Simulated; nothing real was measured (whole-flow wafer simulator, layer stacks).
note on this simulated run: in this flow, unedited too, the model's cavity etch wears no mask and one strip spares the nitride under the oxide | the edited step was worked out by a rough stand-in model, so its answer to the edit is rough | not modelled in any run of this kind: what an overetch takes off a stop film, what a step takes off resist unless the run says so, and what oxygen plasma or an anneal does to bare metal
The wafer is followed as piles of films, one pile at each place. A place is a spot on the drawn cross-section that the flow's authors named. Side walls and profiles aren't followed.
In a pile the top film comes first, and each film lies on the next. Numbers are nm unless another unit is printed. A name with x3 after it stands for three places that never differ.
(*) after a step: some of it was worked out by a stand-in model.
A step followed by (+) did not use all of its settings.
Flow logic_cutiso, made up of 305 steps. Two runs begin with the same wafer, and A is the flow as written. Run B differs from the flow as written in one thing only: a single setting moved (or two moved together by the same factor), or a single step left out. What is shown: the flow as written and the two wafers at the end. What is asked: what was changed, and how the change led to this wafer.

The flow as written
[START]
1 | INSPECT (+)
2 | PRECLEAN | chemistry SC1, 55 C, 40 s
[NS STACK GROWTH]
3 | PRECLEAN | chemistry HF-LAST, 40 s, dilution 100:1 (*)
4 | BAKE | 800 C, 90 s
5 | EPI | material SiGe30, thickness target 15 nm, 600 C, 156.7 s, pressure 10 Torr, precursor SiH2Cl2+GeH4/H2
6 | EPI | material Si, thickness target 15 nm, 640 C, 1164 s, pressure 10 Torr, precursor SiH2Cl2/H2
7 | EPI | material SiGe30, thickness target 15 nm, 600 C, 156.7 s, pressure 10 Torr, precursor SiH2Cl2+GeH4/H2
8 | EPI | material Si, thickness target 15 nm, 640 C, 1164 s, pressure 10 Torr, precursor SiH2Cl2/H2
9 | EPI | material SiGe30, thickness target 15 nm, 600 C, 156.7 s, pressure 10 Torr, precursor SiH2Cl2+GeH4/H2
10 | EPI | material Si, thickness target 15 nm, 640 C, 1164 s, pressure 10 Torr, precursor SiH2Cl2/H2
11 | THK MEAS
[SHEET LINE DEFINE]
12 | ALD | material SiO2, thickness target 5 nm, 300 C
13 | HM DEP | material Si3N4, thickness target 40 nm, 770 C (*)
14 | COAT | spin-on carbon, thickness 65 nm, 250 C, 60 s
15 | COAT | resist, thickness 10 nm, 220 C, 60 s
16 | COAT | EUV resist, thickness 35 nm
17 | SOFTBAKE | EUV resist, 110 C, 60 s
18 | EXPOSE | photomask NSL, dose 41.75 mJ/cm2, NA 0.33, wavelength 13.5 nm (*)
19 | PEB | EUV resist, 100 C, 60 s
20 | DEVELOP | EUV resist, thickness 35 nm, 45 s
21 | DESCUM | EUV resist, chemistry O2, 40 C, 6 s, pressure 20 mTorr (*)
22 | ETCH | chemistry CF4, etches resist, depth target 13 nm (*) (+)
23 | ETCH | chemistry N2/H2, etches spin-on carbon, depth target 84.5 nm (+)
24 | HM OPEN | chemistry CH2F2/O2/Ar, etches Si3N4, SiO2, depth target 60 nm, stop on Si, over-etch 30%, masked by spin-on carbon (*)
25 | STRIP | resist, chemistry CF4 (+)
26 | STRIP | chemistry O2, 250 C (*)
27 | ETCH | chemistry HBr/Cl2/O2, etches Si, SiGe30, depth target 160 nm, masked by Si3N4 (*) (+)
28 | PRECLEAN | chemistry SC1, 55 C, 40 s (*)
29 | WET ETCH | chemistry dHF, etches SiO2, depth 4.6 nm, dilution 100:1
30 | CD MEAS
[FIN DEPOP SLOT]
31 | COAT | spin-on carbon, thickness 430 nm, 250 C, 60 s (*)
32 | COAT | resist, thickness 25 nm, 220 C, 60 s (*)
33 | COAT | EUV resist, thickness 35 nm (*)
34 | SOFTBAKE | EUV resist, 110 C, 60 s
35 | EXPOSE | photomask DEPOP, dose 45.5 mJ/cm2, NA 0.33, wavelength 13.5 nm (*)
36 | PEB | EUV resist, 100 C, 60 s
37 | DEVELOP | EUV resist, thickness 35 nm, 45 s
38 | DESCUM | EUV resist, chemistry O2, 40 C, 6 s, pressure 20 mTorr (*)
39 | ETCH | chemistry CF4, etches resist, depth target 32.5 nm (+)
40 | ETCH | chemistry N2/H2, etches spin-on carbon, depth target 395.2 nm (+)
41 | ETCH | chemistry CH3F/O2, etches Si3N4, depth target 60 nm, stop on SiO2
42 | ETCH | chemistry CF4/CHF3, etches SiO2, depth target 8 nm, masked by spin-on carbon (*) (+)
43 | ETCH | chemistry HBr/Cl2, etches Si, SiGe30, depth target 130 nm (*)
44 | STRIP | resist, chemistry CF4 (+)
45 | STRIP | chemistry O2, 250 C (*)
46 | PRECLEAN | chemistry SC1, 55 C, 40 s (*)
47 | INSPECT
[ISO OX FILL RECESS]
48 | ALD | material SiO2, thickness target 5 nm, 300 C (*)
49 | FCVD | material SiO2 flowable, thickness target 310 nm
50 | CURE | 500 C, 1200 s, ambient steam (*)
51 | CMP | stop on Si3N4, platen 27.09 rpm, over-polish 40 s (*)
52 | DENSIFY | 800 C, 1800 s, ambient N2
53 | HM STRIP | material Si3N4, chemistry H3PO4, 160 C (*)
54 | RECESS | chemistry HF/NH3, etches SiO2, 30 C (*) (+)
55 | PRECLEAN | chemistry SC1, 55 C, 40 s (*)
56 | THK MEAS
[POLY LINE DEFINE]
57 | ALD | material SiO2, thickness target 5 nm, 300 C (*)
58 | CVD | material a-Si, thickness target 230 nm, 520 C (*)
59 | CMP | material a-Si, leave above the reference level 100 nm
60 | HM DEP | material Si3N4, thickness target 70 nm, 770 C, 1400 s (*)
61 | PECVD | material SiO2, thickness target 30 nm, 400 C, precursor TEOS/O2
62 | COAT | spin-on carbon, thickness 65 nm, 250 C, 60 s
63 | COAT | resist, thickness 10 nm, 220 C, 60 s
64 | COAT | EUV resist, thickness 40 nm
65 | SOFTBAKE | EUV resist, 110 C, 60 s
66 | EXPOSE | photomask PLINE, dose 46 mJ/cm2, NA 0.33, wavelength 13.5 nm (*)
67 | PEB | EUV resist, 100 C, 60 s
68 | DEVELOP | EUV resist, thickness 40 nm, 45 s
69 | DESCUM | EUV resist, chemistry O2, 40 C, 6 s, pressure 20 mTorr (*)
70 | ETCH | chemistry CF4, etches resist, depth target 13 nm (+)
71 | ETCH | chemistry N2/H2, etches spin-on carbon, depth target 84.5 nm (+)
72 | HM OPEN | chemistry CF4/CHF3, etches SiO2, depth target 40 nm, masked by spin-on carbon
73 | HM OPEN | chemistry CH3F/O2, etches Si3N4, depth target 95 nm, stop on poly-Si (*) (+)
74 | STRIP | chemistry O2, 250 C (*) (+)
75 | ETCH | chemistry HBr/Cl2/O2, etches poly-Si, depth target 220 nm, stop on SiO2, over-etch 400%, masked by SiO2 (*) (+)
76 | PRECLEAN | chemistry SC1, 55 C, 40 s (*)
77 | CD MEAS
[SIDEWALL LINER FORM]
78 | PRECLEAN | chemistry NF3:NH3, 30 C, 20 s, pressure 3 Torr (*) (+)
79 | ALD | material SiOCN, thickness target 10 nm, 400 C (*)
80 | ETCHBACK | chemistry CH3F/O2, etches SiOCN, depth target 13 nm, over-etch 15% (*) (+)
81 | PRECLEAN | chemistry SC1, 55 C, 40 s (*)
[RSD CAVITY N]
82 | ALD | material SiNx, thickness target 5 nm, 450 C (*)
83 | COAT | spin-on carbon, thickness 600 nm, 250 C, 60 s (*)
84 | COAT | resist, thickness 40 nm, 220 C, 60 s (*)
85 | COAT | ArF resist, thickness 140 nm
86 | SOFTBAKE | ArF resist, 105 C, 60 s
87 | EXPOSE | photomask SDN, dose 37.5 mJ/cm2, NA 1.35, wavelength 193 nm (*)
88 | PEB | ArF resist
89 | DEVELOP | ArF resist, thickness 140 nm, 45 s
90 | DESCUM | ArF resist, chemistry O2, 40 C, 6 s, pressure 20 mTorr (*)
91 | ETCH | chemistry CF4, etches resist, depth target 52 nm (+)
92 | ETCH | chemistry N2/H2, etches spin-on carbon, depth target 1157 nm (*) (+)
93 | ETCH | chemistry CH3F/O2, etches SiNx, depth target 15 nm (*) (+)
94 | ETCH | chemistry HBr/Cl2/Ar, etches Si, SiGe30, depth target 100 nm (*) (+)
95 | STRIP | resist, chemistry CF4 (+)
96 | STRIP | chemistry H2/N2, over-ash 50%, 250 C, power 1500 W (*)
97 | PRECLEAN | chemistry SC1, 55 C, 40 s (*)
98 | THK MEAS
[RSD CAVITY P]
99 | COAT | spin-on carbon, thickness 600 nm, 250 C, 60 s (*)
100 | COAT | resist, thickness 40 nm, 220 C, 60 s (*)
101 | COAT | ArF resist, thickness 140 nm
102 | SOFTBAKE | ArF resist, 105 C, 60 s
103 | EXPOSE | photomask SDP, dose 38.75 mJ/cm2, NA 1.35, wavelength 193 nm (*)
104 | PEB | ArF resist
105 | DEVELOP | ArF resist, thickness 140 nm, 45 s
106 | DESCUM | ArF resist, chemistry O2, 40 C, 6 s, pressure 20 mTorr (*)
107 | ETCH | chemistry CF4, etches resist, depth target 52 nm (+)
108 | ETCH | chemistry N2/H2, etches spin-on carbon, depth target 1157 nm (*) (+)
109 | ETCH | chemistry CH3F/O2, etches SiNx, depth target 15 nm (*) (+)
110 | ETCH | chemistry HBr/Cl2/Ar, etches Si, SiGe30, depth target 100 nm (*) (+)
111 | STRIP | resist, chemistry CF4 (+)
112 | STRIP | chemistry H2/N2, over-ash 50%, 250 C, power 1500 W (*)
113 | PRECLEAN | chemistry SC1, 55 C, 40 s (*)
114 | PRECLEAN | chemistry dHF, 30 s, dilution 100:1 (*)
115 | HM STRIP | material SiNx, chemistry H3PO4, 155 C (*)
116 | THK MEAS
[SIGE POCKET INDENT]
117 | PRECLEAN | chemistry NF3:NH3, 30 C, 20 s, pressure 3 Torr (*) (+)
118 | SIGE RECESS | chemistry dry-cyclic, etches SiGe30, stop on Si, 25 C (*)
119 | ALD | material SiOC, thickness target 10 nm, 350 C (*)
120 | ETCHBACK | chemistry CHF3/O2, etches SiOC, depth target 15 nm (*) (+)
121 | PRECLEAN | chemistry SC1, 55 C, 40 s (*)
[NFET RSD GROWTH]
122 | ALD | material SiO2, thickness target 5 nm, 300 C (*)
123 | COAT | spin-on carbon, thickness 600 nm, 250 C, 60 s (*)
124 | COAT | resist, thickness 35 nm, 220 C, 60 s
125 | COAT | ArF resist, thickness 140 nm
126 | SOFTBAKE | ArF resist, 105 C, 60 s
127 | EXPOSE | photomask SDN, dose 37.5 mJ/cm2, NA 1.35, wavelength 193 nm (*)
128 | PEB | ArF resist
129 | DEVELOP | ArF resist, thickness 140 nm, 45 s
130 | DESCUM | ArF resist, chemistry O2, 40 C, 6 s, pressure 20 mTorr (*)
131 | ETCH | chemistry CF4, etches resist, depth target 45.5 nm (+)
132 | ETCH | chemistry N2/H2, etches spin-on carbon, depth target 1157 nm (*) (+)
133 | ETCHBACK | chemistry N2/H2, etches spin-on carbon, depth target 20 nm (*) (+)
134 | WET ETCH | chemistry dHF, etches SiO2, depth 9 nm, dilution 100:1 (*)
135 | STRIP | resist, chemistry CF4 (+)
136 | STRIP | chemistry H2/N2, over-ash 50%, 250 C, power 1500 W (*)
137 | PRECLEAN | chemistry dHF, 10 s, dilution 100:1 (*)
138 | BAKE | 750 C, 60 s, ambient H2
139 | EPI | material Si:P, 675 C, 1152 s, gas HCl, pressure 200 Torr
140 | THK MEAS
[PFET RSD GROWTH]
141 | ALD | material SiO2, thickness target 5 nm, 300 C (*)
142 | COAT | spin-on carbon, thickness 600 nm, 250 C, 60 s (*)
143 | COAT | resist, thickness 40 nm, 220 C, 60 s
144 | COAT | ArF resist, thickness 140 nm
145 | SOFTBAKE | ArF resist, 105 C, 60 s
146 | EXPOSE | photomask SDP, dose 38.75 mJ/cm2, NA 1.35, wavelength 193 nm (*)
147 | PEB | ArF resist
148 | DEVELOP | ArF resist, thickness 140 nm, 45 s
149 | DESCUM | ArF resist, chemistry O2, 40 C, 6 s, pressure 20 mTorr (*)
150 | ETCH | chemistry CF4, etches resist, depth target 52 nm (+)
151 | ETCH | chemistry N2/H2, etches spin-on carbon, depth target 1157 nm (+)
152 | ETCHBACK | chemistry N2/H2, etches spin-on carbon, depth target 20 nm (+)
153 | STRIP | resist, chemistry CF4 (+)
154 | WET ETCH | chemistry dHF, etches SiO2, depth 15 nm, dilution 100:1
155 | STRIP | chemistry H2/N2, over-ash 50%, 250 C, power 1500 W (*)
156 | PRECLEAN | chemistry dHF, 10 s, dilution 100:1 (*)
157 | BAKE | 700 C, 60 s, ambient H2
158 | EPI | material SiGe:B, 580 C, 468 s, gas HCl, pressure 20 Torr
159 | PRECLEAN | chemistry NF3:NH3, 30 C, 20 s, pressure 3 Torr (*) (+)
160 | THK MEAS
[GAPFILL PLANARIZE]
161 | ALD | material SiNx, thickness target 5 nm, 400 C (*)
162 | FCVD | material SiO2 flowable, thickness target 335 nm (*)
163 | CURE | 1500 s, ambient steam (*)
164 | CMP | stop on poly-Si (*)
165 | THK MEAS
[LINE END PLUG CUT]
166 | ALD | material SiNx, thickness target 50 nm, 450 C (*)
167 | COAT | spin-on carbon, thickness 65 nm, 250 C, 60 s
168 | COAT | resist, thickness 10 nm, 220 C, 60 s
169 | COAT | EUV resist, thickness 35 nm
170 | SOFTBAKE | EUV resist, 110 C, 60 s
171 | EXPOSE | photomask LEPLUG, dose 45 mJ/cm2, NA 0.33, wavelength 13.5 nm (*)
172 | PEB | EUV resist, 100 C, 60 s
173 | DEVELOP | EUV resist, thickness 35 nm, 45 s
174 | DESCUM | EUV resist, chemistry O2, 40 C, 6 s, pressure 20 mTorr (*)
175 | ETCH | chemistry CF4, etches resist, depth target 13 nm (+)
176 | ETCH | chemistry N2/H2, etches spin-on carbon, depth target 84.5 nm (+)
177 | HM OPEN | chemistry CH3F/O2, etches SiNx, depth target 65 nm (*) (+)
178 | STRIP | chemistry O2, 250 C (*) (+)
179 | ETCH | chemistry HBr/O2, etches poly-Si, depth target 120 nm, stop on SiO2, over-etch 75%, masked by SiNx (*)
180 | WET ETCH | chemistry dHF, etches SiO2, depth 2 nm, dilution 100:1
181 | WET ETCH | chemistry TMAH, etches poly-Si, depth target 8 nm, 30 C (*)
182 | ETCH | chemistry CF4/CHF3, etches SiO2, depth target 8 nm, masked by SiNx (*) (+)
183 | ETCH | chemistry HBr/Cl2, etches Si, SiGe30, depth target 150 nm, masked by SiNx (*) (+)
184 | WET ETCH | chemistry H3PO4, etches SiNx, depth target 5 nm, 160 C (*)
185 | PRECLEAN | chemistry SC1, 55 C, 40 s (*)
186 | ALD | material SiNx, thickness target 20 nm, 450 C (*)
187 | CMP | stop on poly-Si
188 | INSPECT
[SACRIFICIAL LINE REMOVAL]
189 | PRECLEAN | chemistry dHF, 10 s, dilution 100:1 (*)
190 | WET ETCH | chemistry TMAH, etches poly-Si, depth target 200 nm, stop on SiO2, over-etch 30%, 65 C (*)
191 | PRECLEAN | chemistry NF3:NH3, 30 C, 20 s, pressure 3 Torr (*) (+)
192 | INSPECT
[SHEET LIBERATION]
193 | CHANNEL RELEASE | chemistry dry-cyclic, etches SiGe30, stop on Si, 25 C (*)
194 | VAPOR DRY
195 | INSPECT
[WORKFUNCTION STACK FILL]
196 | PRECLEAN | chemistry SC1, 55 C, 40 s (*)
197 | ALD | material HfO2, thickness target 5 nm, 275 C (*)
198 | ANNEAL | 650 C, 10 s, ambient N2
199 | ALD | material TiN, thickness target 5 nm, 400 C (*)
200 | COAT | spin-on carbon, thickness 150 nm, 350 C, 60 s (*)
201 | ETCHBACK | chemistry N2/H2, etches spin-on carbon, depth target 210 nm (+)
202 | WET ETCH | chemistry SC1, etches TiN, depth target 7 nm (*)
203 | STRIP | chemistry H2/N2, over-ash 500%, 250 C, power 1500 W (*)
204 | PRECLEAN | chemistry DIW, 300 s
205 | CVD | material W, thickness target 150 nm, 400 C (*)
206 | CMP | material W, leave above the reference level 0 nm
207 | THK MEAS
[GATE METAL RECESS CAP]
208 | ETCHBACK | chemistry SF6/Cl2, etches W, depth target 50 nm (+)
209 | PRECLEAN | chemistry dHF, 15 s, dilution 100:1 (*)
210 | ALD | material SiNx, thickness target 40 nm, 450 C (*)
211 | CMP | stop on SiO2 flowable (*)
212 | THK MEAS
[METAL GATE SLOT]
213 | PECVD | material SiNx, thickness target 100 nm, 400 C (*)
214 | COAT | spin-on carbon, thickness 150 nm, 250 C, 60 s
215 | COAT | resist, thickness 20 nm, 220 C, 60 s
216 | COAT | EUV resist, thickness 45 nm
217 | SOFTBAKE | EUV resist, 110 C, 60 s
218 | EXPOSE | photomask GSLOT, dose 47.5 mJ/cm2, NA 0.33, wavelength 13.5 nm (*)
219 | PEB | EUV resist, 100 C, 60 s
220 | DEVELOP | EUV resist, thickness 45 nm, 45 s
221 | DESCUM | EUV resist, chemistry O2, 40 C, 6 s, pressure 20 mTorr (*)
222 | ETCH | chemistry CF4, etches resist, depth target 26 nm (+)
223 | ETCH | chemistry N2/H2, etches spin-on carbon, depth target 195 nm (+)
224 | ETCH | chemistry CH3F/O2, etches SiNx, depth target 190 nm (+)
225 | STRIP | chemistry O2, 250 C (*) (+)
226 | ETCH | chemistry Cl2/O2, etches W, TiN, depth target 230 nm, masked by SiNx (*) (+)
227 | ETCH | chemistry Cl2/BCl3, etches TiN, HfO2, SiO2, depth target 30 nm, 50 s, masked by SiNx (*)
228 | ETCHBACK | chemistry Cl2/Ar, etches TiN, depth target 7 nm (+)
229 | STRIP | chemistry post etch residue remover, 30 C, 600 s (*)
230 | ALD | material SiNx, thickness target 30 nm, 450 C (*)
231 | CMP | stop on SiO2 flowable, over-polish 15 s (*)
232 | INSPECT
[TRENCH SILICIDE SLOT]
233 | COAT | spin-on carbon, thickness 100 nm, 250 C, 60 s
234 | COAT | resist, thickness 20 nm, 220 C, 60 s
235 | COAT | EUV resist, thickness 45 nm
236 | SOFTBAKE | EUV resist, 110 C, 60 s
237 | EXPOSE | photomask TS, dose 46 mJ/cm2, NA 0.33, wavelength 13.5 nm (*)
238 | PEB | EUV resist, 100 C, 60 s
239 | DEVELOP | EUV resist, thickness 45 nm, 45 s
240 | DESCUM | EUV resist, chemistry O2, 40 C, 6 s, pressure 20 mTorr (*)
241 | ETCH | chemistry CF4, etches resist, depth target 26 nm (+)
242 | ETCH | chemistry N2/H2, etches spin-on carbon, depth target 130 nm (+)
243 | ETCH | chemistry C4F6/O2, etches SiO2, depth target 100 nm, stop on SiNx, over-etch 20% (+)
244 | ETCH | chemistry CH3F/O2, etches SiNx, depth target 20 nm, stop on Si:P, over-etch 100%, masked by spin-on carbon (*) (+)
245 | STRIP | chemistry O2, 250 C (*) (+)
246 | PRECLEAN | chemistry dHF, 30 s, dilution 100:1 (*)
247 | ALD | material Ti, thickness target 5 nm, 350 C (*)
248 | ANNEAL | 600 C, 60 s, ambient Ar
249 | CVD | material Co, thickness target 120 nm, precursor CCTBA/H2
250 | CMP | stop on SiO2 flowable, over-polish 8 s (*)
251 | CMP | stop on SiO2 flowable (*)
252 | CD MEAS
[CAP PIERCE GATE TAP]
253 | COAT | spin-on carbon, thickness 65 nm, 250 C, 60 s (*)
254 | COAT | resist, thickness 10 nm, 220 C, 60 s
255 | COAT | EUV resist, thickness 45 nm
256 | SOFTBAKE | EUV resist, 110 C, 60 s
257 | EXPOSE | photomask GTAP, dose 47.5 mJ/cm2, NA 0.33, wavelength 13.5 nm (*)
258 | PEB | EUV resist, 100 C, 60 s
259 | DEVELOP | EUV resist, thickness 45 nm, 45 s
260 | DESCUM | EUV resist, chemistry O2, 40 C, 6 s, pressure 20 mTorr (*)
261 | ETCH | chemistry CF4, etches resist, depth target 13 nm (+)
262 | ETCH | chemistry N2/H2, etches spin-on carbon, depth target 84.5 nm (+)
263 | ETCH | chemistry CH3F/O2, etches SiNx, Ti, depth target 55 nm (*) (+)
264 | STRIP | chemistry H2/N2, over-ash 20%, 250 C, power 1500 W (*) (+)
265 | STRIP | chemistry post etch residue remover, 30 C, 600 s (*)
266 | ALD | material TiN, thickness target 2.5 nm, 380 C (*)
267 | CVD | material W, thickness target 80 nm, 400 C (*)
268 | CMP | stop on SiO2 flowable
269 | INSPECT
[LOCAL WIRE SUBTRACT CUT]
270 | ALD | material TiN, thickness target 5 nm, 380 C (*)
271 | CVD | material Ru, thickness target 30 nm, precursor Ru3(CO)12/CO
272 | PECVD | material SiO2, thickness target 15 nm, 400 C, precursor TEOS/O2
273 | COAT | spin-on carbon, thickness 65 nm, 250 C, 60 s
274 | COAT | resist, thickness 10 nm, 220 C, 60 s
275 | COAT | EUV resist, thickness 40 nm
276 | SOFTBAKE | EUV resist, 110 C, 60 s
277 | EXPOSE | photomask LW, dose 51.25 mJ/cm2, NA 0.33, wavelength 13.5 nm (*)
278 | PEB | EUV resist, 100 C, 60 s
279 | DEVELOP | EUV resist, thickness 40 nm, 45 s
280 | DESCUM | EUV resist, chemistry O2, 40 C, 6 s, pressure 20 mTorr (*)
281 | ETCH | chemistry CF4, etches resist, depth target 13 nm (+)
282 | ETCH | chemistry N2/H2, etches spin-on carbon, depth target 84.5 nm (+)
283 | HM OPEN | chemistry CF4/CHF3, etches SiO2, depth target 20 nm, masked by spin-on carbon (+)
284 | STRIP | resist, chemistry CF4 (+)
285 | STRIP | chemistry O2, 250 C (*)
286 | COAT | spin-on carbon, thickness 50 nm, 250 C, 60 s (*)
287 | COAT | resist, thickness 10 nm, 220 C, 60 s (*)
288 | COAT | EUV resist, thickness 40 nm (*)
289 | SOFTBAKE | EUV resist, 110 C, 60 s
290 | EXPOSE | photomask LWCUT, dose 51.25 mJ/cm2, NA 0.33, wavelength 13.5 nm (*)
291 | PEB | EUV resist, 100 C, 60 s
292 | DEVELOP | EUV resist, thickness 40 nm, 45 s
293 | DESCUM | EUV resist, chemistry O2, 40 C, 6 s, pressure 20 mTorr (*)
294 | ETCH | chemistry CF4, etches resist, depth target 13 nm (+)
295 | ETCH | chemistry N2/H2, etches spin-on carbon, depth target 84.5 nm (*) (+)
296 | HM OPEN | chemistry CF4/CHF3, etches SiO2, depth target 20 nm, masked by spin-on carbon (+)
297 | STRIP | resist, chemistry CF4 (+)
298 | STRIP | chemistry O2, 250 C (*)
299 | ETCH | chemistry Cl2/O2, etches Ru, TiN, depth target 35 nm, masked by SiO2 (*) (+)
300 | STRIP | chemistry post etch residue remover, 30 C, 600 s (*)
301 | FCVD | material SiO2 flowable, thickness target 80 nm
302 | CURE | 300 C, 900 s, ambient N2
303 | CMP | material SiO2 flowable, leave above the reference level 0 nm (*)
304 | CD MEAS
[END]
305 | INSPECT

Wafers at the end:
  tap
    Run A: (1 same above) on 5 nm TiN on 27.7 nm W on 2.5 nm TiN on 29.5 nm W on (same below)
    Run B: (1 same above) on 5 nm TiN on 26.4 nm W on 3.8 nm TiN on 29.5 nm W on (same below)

Cause: step 266, ALD: thickness target 3.8 nm was run, while the flow as written has thickness target 2.5 nm.
The wafer lets one read it off: tap has TiN 3.8, and step 266 as written asks for 2.5 nm.

The path from the change to this, step by step:
  266 | ALD | material TiN, thickness target 2.5 nm, 380 C (*)
      depop, dpovl, gfld and 19 more: A TiN gains 2.5 (new film) | B TiN gains 3.8 (new film)
  268 | CMP | stop on SiO2 flowable
      depop, dpovl, gfld and 9 more: A W loses 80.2 (all of it), TiN loses 2.5 (all of it), SiNx loses 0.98 | B W loses 80.2 (all of it), TiN loses 3.8 (all of it), SiNx loses 0.98
      lnr, lnri, lnrp, lnrt: A W loses 80 (all of it), TiN loses 2.5 (all of it), SiOCN loses 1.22 | B W loses 80 (all of it), TiN loses 3.8 (all of it), SiOCN loses 1.22
      (as well as at 5 more places)
